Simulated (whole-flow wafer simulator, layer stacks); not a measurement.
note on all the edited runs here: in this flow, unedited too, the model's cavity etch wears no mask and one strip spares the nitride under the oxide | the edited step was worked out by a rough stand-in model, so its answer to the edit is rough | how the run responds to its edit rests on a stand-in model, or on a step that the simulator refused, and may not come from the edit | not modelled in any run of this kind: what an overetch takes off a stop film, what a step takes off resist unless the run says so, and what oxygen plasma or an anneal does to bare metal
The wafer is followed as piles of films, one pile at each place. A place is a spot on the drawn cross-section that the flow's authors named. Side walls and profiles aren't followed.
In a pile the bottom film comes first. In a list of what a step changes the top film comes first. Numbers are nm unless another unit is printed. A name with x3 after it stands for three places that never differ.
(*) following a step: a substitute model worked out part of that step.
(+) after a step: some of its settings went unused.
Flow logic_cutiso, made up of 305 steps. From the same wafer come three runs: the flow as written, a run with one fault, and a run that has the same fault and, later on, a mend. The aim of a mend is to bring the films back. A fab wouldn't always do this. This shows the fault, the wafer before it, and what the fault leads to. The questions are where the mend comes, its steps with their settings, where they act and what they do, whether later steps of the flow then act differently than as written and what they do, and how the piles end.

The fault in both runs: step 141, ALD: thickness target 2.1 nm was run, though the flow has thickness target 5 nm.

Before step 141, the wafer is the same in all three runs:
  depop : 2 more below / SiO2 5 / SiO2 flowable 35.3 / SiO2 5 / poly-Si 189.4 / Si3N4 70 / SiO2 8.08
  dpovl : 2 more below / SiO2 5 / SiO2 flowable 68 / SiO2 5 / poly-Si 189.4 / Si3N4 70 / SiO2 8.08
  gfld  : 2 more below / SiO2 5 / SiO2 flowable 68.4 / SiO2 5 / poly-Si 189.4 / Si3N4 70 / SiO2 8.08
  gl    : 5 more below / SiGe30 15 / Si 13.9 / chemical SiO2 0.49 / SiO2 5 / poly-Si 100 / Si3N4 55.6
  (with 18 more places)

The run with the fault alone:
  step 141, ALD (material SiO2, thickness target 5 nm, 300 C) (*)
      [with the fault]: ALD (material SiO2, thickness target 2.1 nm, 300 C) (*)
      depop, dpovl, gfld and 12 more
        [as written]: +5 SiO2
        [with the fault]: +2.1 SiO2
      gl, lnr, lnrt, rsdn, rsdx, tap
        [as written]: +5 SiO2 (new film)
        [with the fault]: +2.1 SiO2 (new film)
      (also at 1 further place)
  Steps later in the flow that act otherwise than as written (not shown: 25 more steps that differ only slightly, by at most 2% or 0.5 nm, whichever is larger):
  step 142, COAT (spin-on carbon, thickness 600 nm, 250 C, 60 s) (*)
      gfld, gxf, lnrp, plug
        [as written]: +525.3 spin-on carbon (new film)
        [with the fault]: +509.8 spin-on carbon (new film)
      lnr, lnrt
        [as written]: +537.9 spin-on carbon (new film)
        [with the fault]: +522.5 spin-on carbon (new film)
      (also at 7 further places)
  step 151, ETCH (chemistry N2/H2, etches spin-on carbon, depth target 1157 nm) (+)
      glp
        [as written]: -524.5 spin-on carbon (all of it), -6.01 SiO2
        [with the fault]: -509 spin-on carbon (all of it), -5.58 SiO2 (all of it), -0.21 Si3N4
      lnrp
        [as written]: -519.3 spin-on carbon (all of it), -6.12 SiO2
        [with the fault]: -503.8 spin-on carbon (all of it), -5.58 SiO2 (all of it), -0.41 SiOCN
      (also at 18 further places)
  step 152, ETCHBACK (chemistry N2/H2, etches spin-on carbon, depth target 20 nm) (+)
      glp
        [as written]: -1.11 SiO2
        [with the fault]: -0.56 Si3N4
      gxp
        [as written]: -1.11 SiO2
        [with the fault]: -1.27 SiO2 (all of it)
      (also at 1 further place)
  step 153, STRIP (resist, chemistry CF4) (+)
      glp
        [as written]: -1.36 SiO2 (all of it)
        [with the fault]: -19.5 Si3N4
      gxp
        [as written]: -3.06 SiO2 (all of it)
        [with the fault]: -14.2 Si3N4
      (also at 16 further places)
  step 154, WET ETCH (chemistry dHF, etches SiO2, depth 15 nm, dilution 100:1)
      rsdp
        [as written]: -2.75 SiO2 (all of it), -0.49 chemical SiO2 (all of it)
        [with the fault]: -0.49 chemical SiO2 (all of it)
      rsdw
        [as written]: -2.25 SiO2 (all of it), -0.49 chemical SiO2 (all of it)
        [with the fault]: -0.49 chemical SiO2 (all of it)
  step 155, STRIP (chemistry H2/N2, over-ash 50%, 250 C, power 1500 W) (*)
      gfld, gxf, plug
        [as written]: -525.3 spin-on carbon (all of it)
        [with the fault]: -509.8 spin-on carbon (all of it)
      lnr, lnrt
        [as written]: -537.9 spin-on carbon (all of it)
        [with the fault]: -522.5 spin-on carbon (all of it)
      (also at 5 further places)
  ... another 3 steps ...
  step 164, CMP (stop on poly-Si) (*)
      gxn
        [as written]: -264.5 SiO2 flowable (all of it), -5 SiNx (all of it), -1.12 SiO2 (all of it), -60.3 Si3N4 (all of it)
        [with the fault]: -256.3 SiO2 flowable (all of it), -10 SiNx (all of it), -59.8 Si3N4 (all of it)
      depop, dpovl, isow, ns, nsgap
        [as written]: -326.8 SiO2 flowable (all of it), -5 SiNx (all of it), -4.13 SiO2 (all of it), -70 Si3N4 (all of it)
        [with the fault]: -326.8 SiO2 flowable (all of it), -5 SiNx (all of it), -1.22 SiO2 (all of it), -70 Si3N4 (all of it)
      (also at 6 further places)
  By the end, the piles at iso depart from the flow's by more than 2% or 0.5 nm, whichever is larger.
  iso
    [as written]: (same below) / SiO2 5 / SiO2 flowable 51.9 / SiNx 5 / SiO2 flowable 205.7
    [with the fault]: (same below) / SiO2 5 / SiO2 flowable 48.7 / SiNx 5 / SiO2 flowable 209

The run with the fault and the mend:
  After step 141 comes the mend.
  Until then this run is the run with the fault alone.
  step 141a, ALD (material SiO2, thickness target 2.9 nm, 300 C) (*) (the flow's step 141 again, with other settings)
      depop, dpovl, gfld and 18 more
        +2.9 SiO2
      gxn
        +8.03 SiO2
  Every later step of the flow that is run acts as written, at every place that is followed, to within 2% or 0.5 nm, whichever is larger.
  At every place that both follow, the piles at the end match the flow's.
